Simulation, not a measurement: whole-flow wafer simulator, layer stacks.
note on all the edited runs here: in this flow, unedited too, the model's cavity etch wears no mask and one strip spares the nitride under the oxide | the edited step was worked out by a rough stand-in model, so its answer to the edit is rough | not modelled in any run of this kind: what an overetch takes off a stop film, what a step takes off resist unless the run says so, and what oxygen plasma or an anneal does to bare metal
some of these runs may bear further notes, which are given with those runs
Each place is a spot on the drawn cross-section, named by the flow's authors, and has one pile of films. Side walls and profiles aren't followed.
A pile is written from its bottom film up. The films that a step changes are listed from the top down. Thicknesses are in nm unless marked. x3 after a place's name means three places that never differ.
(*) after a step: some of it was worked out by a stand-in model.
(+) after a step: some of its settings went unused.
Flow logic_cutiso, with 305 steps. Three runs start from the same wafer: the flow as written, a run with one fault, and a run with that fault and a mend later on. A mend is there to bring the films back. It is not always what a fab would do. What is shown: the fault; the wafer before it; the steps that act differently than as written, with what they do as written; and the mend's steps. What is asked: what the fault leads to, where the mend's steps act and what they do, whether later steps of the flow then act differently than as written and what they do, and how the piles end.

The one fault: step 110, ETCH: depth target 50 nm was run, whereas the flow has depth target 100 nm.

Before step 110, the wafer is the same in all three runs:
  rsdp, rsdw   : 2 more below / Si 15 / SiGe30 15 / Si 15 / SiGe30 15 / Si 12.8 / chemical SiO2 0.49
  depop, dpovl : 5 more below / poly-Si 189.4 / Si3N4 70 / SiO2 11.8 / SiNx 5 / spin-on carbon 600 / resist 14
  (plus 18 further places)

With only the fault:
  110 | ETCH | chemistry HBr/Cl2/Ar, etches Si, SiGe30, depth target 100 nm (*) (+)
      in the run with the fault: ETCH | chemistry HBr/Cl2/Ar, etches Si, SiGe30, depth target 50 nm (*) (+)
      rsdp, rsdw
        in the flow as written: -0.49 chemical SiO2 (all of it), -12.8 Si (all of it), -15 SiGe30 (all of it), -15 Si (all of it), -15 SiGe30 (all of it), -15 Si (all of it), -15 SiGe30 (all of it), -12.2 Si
        in the run with the fault: -0.49 chemical SiO2 (all of it), -12.8 Si (all of it), -15 SiGe30 (all of it), -15 Si (all of it), -7.17 SiGe30
  Steps further on in the flow that do not act as written (10 more steps, not shown, differ only slightly: by at most 2% or 0.5 nm, whichever is larger):
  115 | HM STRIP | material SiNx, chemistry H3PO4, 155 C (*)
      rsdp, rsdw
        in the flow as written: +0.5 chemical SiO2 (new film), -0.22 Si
        in the run with the fault: +0.5 chemical SiO2 (new film), -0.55 SiGe30
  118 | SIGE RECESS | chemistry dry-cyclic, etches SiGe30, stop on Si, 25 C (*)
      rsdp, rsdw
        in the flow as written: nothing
        in the run with the fault: -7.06 SiGe30 (all of it)
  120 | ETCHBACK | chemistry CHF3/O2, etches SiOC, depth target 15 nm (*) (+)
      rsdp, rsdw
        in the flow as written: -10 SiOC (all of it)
        in the run with the fault: -10 SiOC (all of it), -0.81 Si
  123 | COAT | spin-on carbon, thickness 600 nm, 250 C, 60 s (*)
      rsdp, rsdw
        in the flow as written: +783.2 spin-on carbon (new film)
        in the run with the fault: +746.5 spin-on carbon (new film)
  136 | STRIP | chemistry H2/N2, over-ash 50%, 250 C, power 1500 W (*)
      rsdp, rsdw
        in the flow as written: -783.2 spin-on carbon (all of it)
        in the run with the fault: -746.5 spin-on carbon (all of it)
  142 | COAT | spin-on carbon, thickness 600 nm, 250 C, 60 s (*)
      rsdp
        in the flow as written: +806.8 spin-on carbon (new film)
        in the run with the fault: +769.2 spin-on carbon (new film)
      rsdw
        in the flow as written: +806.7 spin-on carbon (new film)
        in the run with the fault: +769.2 spin-on carbon (new film)
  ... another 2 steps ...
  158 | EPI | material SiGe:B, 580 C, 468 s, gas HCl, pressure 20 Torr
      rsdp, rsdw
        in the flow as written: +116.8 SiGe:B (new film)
        in the run with the fault: +75 SiGe:B (new film)
  The piles end different from the flow's at rsdp, rsdw by more than 2% or 0.5 nm, whichever is larger.
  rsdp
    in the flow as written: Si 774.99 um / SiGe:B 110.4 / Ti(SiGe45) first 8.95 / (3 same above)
    in the run with the fault: Si 775 um / SiGe30 15 / Si 13.9 / SiGe:B 68.5 / Ti(SiGe45) first 8.95 / (3 same above)
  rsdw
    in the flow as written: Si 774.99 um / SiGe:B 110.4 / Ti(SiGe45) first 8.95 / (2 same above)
    in the run with the fault: Si 775 um / SiGe30 15 / Si 13.9 / SiGe:B 68.5 / Ti(SiGe45) first 8.95 / (2 same above)

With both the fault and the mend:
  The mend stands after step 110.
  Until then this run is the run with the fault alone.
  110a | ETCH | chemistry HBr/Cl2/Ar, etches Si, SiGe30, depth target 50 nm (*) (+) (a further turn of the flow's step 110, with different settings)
      rsdp, rsdw
        -7.83 SiGe30 (all of it), -15 Si (all of it), -15 SiGe30 (all of it), -12.2 Si
  Every later step of the flow that is run acts as written at every place that is followed.
  At every place that both follow, the piles at the end match the flow's.
